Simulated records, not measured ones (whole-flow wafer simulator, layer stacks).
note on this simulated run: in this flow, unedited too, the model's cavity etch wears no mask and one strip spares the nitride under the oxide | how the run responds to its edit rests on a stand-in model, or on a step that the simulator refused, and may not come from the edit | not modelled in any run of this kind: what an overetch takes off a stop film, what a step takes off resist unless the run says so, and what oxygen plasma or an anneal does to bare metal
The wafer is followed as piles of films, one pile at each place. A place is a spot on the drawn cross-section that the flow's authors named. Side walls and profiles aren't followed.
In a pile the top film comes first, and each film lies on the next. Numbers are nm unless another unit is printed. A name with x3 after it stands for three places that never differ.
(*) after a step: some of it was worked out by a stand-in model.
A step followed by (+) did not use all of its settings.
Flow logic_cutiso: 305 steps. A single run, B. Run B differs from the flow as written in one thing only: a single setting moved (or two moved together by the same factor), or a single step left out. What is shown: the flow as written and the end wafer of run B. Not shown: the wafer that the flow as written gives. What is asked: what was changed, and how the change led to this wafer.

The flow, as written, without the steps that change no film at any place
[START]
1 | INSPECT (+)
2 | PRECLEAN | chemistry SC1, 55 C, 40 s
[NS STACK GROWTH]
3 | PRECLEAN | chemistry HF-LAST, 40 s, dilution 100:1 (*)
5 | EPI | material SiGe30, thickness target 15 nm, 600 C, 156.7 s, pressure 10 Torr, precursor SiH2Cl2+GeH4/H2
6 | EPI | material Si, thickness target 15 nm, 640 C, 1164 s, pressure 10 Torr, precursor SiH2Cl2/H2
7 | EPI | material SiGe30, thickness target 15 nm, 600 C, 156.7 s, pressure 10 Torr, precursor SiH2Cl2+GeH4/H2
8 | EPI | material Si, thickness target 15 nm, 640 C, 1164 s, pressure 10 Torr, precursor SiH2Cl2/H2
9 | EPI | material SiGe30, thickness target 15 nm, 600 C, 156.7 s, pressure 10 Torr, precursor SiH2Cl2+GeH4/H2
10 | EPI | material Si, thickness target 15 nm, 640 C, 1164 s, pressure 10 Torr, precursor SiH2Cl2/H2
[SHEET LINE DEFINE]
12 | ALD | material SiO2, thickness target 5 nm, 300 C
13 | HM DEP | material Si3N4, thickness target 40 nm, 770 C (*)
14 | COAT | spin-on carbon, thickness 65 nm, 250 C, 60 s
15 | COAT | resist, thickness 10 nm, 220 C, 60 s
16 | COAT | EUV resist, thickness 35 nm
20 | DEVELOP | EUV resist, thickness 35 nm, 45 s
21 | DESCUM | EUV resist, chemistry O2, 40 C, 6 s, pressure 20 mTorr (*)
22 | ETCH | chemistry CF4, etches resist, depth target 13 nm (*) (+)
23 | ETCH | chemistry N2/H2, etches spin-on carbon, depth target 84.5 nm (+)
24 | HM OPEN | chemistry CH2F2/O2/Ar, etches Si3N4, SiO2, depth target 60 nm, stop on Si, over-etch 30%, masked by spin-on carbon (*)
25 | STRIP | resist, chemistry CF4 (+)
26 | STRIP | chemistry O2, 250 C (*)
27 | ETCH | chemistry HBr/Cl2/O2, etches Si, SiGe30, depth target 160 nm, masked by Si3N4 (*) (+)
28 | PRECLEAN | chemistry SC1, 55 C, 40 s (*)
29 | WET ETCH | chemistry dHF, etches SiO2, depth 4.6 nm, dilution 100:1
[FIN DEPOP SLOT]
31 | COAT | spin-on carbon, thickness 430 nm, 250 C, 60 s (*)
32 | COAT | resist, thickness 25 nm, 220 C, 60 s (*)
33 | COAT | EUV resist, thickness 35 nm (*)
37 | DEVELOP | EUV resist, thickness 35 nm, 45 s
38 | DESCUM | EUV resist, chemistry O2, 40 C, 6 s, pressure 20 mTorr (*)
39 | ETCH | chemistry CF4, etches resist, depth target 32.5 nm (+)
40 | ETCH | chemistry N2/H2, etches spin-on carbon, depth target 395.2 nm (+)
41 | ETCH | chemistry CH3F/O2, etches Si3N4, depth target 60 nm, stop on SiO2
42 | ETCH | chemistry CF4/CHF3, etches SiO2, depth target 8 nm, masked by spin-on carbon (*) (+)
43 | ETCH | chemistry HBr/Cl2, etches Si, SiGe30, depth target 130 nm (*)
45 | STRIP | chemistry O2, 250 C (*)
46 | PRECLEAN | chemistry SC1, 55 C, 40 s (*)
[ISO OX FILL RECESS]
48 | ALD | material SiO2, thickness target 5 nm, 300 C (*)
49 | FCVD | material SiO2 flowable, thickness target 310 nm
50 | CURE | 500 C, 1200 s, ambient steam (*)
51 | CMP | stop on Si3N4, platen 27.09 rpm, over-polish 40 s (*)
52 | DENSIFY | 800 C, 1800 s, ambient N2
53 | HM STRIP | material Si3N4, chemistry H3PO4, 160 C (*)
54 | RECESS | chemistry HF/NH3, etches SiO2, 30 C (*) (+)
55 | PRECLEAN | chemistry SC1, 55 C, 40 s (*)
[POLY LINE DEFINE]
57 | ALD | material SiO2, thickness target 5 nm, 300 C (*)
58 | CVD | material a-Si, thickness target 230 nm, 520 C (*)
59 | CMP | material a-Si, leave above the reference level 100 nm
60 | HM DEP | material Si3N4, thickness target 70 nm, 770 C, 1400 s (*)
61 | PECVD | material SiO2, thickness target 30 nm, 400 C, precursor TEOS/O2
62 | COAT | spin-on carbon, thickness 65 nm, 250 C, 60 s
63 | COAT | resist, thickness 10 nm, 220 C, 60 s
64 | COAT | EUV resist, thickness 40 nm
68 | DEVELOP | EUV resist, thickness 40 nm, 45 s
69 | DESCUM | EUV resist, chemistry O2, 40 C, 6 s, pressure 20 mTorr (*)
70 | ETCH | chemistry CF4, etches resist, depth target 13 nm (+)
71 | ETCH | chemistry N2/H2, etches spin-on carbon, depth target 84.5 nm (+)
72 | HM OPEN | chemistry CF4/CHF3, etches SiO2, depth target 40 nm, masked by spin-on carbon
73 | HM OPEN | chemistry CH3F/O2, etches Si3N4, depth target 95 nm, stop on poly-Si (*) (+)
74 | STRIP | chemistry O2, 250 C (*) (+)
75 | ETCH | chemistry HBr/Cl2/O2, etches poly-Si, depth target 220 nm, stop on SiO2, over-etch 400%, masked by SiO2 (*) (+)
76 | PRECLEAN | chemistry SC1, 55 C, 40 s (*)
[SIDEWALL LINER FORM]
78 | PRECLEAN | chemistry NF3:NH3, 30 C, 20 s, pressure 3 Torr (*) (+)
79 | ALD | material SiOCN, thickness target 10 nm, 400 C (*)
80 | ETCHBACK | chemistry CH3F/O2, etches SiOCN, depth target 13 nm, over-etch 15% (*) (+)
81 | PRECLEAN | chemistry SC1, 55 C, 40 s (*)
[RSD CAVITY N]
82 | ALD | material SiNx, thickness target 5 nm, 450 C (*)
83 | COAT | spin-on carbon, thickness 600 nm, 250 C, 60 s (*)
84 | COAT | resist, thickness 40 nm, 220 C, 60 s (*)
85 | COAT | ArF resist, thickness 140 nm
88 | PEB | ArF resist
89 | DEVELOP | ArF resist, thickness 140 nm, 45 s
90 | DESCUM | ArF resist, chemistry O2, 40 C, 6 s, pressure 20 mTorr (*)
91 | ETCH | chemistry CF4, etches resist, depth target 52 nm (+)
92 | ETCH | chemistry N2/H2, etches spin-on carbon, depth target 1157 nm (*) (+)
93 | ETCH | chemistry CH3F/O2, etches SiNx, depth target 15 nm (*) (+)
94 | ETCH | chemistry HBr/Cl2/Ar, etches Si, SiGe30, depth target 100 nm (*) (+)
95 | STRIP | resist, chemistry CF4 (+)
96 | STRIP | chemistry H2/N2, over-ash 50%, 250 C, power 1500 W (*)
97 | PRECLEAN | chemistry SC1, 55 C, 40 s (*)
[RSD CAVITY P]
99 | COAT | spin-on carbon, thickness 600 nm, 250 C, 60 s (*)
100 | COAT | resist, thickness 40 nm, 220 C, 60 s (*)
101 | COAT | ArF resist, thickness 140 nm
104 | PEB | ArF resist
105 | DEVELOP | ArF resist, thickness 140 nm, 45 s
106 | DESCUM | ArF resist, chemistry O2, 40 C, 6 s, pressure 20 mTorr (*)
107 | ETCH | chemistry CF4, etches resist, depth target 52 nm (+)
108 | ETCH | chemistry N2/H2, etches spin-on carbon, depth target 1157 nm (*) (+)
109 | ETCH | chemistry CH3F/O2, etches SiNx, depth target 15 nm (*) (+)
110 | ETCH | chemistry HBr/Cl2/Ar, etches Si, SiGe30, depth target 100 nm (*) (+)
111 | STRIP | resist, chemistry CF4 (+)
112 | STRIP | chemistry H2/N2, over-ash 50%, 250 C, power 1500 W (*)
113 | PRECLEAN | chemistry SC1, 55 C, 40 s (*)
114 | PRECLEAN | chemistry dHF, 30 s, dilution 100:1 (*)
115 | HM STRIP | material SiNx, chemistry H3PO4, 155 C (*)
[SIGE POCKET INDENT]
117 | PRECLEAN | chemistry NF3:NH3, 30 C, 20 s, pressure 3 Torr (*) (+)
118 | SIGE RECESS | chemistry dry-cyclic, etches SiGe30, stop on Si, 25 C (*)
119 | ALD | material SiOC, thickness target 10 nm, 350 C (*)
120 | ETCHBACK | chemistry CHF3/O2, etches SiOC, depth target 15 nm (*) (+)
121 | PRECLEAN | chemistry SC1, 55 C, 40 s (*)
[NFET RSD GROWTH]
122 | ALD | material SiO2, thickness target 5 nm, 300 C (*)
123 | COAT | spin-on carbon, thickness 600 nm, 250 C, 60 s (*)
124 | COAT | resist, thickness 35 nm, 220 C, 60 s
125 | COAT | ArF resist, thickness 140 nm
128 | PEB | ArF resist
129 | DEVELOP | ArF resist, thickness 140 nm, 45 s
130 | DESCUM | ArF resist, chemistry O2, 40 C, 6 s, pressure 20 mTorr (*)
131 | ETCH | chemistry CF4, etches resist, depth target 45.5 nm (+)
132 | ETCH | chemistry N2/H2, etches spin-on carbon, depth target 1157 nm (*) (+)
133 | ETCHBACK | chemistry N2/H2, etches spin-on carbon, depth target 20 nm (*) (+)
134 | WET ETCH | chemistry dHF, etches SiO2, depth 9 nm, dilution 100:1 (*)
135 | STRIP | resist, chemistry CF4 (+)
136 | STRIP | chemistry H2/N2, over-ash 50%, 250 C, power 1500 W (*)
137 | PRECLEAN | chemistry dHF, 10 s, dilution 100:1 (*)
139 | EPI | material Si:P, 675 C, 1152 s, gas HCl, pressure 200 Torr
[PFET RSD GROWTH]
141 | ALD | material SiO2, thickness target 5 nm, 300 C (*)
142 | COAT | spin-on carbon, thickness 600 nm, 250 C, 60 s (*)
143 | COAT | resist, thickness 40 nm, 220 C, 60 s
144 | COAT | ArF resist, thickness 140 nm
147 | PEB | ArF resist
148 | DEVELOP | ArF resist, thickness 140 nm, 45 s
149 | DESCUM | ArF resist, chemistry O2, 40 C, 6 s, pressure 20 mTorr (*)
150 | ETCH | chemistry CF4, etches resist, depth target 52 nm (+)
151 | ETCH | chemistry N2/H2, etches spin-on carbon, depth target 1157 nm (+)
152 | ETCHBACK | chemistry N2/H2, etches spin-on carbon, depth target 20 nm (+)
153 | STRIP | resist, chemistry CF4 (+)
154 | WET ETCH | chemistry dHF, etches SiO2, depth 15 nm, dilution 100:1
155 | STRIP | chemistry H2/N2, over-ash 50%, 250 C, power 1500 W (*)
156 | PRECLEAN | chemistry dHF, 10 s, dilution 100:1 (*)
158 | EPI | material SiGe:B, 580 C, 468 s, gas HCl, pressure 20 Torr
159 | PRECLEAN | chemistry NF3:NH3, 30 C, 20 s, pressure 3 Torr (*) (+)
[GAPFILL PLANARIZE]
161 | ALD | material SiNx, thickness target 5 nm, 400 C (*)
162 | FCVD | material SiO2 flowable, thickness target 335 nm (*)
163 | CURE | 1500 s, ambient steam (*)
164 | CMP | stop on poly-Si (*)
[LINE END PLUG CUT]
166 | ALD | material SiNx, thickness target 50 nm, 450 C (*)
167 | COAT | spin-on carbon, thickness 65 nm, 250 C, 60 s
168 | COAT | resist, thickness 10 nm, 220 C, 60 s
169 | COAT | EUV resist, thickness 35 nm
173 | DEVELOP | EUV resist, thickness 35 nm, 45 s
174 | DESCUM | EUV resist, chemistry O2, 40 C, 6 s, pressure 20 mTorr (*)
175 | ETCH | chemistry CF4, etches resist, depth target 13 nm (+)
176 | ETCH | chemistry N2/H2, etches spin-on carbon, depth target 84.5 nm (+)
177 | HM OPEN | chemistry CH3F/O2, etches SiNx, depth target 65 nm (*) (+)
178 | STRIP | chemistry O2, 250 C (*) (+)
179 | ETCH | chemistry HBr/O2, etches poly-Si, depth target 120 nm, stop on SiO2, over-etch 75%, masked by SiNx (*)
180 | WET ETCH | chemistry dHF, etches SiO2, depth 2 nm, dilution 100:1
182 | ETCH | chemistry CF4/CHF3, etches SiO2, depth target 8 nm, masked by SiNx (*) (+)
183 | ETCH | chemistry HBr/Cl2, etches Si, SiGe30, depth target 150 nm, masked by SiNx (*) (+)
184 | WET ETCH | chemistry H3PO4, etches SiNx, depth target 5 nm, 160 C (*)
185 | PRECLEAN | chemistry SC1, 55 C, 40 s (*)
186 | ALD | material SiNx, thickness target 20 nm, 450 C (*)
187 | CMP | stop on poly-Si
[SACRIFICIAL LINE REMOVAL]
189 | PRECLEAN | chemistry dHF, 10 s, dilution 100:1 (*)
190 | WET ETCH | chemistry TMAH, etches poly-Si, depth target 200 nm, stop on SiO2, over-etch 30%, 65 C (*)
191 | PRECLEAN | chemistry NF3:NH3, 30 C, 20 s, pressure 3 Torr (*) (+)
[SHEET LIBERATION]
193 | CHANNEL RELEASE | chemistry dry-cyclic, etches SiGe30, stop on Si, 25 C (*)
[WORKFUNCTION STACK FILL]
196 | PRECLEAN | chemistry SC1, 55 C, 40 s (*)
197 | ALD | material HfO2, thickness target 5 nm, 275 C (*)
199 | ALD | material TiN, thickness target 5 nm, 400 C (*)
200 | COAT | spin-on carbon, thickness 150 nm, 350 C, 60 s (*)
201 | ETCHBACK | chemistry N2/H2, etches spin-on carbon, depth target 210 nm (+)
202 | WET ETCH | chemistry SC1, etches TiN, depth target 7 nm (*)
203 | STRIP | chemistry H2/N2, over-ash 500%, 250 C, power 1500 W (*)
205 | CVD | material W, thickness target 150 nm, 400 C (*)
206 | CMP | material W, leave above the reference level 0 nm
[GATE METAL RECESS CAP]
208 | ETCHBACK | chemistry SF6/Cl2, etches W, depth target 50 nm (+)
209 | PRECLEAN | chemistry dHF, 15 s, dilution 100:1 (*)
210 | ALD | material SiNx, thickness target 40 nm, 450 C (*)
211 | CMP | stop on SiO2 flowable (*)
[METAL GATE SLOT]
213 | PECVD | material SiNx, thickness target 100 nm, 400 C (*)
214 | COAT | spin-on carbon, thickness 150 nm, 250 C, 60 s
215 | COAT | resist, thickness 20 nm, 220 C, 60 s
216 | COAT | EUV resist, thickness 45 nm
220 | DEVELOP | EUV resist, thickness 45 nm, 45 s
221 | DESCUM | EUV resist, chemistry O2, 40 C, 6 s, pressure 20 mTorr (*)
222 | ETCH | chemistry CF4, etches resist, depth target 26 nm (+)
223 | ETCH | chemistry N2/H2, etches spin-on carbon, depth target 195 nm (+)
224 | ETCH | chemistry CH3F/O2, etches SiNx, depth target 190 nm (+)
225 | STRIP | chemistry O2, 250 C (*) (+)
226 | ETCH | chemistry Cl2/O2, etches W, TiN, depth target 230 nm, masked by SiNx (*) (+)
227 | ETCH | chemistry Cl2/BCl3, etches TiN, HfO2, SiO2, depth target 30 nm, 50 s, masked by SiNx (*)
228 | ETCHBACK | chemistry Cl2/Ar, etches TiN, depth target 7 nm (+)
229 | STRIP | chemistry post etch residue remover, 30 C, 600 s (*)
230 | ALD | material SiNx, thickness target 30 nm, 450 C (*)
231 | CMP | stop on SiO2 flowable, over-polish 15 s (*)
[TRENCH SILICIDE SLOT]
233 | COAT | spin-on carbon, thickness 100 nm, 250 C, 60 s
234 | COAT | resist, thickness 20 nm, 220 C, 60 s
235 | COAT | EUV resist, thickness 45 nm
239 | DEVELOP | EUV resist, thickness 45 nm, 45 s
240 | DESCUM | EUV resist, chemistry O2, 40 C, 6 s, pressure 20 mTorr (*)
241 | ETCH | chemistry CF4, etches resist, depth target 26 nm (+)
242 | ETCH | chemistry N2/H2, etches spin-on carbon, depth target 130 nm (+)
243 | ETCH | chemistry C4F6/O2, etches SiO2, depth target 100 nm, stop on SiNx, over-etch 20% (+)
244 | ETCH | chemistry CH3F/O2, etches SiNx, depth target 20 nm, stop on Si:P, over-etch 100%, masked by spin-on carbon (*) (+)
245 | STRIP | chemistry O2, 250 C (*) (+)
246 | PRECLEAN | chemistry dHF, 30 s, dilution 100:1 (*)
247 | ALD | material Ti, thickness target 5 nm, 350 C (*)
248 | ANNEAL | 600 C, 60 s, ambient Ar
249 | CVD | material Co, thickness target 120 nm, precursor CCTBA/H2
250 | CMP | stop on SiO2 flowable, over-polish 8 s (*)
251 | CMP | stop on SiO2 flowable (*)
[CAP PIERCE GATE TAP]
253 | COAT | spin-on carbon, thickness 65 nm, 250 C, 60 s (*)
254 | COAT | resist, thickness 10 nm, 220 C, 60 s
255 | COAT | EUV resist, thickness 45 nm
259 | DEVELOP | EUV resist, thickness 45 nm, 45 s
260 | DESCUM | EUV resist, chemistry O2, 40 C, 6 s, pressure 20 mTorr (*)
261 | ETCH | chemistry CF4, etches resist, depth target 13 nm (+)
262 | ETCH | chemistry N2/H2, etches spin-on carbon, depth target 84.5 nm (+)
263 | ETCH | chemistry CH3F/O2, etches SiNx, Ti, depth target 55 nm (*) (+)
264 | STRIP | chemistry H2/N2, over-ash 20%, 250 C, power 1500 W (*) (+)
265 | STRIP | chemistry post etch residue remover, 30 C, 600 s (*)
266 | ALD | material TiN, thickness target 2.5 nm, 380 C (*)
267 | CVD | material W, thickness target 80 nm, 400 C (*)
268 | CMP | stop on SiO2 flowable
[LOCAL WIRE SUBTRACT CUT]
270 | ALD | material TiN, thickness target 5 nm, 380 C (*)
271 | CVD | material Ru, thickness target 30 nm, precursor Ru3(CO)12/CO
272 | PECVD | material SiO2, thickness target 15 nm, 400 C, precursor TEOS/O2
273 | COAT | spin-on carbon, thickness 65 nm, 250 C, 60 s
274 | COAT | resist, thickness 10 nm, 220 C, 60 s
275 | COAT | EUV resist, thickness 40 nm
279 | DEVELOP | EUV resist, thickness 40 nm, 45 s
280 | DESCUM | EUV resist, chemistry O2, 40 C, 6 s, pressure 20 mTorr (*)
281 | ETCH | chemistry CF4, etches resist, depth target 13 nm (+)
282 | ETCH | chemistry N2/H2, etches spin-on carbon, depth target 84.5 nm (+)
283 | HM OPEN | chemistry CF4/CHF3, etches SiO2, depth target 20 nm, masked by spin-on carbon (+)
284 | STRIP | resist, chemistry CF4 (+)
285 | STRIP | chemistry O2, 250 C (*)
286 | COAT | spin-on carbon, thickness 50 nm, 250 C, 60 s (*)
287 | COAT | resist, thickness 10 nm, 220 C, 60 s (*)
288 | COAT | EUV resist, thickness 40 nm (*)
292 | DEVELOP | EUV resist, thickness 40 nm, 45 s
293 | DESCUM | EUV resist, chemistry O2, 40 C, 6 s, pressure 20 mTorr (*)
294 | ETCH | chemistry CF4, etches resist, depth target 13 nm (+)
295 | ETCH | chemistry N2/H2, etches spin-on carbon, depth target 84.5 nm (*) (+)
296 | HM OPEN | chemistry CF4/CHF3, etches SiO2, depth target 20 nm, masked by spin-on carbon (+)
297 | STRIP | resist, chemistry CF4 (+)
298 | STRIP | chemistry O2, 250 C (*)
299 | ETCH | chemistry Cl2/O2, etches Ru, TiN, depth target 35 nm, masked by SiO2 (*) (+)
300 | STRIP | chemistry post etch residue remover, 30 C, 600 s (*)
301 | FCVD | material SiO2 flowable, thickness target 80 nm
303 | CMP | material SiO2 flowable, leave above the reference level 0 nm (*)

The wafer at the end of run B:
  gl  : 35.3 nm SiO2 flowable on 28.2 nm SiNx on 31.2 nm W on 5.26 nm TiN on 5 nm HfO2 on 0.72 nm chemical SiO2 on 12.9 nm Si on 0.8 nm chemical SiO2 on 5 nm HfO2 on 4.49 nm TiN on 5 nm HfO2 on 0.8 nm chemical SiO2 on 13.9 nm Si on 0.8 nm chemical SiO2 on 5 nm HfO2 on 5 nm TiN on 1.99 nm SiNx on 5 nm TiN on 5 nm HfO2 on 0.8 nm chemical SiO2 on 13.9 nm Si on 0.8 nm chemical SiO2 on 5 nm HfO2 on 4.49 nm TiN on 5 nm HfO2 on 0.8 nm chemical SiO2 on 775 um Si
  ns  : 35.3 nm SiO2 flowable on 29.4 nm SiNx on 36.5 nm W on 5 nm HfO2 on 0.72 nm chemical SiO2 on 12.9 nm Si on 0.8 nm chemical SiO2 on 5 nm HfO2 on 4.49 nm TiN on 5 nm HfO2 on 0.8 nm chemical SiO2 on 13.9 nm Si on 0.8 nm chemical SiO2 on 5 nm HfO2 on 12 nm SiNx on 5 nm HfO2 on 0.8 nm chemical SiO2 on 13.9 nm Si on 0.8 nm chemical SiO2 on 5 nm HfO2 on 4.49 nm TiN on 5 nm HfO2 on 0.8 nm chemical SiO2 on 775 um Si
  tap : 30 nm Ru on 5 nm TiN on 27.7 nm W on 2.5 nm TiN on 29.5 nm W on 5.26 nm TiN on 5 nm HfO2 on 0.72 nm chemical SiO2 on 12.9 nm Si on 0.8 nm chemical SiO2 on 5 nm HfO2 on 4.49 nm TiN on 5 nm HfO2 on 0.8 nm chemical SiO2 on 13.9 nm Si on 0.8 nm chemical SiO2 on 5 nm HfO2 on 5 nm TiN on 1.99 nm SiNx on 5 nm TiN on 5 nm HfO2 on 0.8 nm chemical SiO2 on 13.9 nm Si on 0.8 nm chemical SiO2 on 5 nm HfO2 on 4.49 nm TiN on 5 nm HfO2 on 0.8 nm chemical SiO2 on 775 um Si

What caused this: step 7, EPI: 235 s was run, while the flow as written has 156.7 s.

Step by step, how the change led to this:
  7 | EPI | material SiGe30, thickness target 15 nm, 600 C, 156.7 s, pressure 10 Torr, precursor SiH2Cl2+GeH4/H2
      depop, dpovl, gfld and 19 more: +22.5 SiGe30 (new film) (as written it would have been: +15 SiGe30 (new film))
  27 | ETCH | chemistry HBr/Cl2/O2, etches Si, SiGe30, depth target 160 nm, masked by Si3N4 (*) (+)
      gfld, gxf, iso, lnri: -0.79 chemical SiO2 (all of it), -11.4 Si (all of it), -15 SiGe30 (all of it), -15 Si (all of it), -22.5 SiGe30 (all of it), -15 Si (all of it), -15 SiGe30 (all of it), -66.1 Si (as written it would have been: -0.79 chemical SiO2 (all of it), -11.4 Si (all of it), -15 SiGe30 (all of it), -15 Si (all of it), -15 SiGe30 (all of it), -15 Si (all of it), -15 SiGe30 (all of it), -73.6 Si)
      dpovl, nsgap: -0.79 chemical SiO2 (all of it), -11.8 Si (all of it), -15 SiGe30 (all of it), -15 Si (all of it), -22.5 SiGe30 (all of it), -15 Si (all of it), -15 SiGe30 (all of it), -65.7 Si (as written it would have been: -0.79 chemical SiO2 (all of it), -11.8 Si (all of it), -15 SiGe30 (all of it), -15 Si (all of it), -15 SiGe30 (all of it), -15 Si (all of it), -15 SiGe30 (all of it), -73.2 Si)
      (also at 1 further place)
  43 | ETCH | chemistry HBr/Cl2, etches Si, SiGe30, depth target 130 nm (*)
      depop: -14 Si (all of it), -15 SiGe30 (all of it), -15 Si (all of it), -22.5 SiGe30 (all of it), -15 Si (all of it), -15 SiGe30 (all of it), -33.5 Si (as written it would have been: -14 Si (all of it), -15 SiGe30 (all of it), -15 Si (all of it), -15 SiGe30 (all of it), -15 Si (all of it), -15 SiGe30 (all of it), -41 Si)
  94 | ETCH | chemistry HBr/Cl2/Ar, etches Si, SiGe30, depth target 100 nm (*) (+)
      rsdn, rsdx: -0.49 chemical SiO2 (all of it), -12.8 Si (all of it), -15 SiGe30 (all of it), -15 Si (all of it), -22.5 SiGe30 (all of it), -15 Si (all of it), -15 SiGe30 (all of it), -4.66 Si (as written it would have been: -0.49 chemical SiO2 (all of it), -12.8 Si (all of it), -15 SiGe30 (all of it), -15 Si (all of it), -15 SiGe30 (all of it), -15 Si (all of it), -15 SiGe30 (all of it), -12.2 Si)
  110 | ETCH | chemistry HBr/Cl2/Ar, etches Si, SiGe30, depth target 100 nm (*) (+)
      rsdp, rsdw: -0.49 chemical SiO2 (all of it), -12.8 Si (all of it), -15 SiGe30 (all of it), -15 Si (all of it), -22.5 SiGe30 (all of it), -15 Si (all of it), -15 SiGe30 (all of it), -4.66 Si (as written it would have been: -0.49 chemical SiO2 (all of it), -12.8 Si (all of it), -15 SiGe30 (all of it), -15 Si (all of it), -15 SiGe30 (all of it), -15 Si (all of it), -15 SiGe30 (all of it), -12.2 Si)
  118 | SIGE RECESS | chemistry dry-cyclic, etches SiGe30, stop on Si, 25 C (*)
      lnr, lnrp, lnrt: -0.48 SiOCN, -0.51 Si, +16 cavity (new film), -15 SiGe30 (all of it), -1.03 Si, +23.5 cavity (new film), -22.5 SiGe30 (all of it), -1.03 Si, +16 cavity (new film), -15 SiGe30 (all of it), -0.51 Si (as written it would have been: -0.48 SiOCN, -0.51 Si, +16 cavity (new film), -15 SiGe30 (all of it), -1.03 Si, +16 cavity (new film), -15 SiGe30 (all of it), -1.03 Si, +16 cavity (new film), -15 SiGe30 (all of it), -0.51 Si)
  119 | ALD | material SiOC, thickness target 10 nm, 350 C (*)
      lnr, lnrp, lnrt: +10 SiOC (new film), +16 SiOC (new film), -16 cavity (all of it), +23.5 SiOC (new film), -23.5 cavity (all of it), +16 SiOC (new film), -16 cavity (all of it) (as written it would have been: +10 SiOC (new film), +16 SiOC (new film), -16 cavity (all of it), +16 SiOC (new film), -16 cavity (all of it), +16 SiOC (new film), -16 cavity (all of it))
  183 | ETCH | chemistry HBr/Cl2, etches Si, SiGe30, depth target 150 nm, masked by SiNx (*) (+)
      plug: -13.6 Si (all of it), -15 SiGe30 (all of it), -15 Si (all of it), -22.5 SiGe30 (all of it), -15 Si (all of it), -15 SiGe30 (all of it), -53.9 Si (as written it would have been: -13.6 Si (all of it), -15 SiGe30 (all of it), -15 Si (all of it), -15 SiGe30 (all of it), -15 Si (all of it), -15 SiGe30 (all of it), -61.4 Si)
  193 | CHANNEL RELEASE | chemistry dry-cyclic, etches SiGe30, stop on Si, 25 C (*)
      gl, glp, gxn, gxp, ns, tap: +0.8 chemical SiO2 (new film), -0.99 Si, +0.8 chemical SiO2 (new film), +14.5 cavity (new film), +0.8 chemical SiO2 (new film), -15 SiGe30 (all of it), -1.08 Si, +0.8 chemical SiO2 (new film), +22 cavity (new film), +0.8 chemical SiO2 (new film), -22.5 SiGe30 (all of it), -1.08 Si, +0.8 chemical SiO2 (new film), +14.5 cavity (new film), +0.8 chemical SiO2 (new film), -15 SiGe30 (all of it), -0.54 Si (as written it would have been: +0.8 chemical SiO2 (new film), -0.99 Si, +0.8 chemical SiO2 (new film), +14.5 cavity (new film), +0.8 chemical SiO2 (new film), -15 SiGe30 (all of it), -1.08 Si, +0.8 chemical SiO2 (new film), +14.5 cavity (new film), +0.8 chemical SiO2 (new film), -15 SiGe30 (all of it), -1.08 Si, +0.8 chemical SiO2 (new film), +14.5 cavity (new film), +0.8 chemical SiO2 (new film), -15 SiGe30 (all of it), -0.54 Si)
  199 | ALD | material TiN, thickness target 5 nm, 400 C (*)
      gl, glp, tap: +5.26 TiN (new film), +4.49 TiN (new film), -4.49 cavity (all of it), +5 TiN (new film), -10 cavity, +5 TiN (new film), +4.49 TiN (new film), -4.49 cavity (all of it) (as written it would have been: +5.26 TiN (new film), +4.49 TiN (new film), -4.49 cavity (all of it), +4.49 TiN (new film), -4.49 cavity (all of it), +4.49 TiN (new film), -4.49 cavity (all of it))
      gxn, gxp, ns: +5 TiN (new film), +4.49 TiN (new film), -4.49 cavity (all of it), +5 TiN (new film), -10 cavity, +5 TiN (new film), +4.49 TiN (new film), -4.49 cavity (all of it) (as written it would have been: +5 TiN (new film), +4.49 TiN (new film), -4.49 cavity (all of it), +4.49 TiN (new film), -4.49 cavity (all of it), +4.49 TiN (new film), -4.49 cavity (all of it))
  202 | WET ETCH | chemistry SC1, etches TiN, depth target 7 nm (*)
      ns: -5 TiN (all of it), -5 TiN (all of it), +10 cavity, -5 TiN (all of it) (as written it would have been: -5 TiN (all of it))
  210 | ALD | material SiNx, thickness target 40 nm, 450 C (*)
      gl, glp, gxn, gxp, tap: +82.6 SiNx (new film), +1.99 SiNx (new film), -1.99 cavity (all of it) (as written it would have been: +82.6 SiNx (new film))
      ns: +40 SiNx (new film), +12 SiNx (new film), -12 cavity (all of it) (as written it would have been: +40 SiNx (new film))
With metal films that touch counted as one body, gl has 5 bodies (between them, from the top down: HfO2 5 / chemical SiO2 0.72 / Si 12.9 / chemical SiO2 0.8 / HfO2 5; HfO2 5 / chemical SiO2 0.8 / Si 13.9 / chemical SiO2 0.8 / HfO2 5; SiNx 1.99; HfO2 5 / chemical SiO2 0.8 / Si 13.9 / chemical SiO2 0.8 / HfO2 5); the flow as written gives 4 bodies (between them, from the top down: HfO2 5 / chemical SiO2 0.72 / Si 12.9 / chemical SiO2 0.8 / HfO2 5; HfO2 5 / chemical SiO2 0.8 / Si 13.9 / chemical SiO2 0.8 / HfO2 5; HfO2 5 / chemical SiO2 0.8 / Si 13.9 / chemical SiO2 0.8 / HfO2 5).
With metal films that touch counted as one body, ns has 3 bodies (between them, from the top down: HfO2 5 / chemical SiO2 0.72 / Si 12.9 / chemical SiO2 0.8 / HfO2 5; HfO2 5 / chemical SiO2 0.8 / Si 13.9 / chemical SiO2 0.8 / HfO2 5 / SiNx 12 / HfO2 5 / chemical SiO2 0.8 / Si 13.9 / chemical SiO2 0.8 / HfO2 5); the flow as written gives 4 bodies (between them, from the top down: HfO2 5 / chemical SiO2 0.72 / Si 12.9 / chemical SiO2 0.8 / HfO2 5; HfO2 5 / chemical SiO2 0.8 / Si 13.9 / chemical SiO2 0.8 / HfO2 5; HfO2 5 / chemical SiO2 0.8 / Si 13.9 / chemical SiO2 0.8 / HfO2 5).
With metal films that touch counted as one body, tap has 5 bodies (between them, from the top down: HfO2 5 / chemical SiO2 0.72 / Si 12.9 / chemical SiO2 0.8 / HfO2 5; HfO2 5 / chemical SiO2 0.8 / Si 13.9 / chemical SiO2 0.8 / HfO2 5; SiNx 1.99; HfO2 5 / chemical SiO2 0.8 / Si 13.9 / chemical SiO2 0.8 / HfO2 5); the flow as written gives 4 bodies (between them, from the top down: HfO2 5 / chemical SiO2 0.72 / Si 12.9 / chemical SiO2 0.8 / HfO2 5; HfO2 5 / chemical SiO2 0.8 / Si 13.9 / chemical SiO2 0.8 / HfO2 5; HfO2 5 / chemical SiO2 0.8 / Si 13.9 / chemical SiO2 0.8 / HfO2 5).
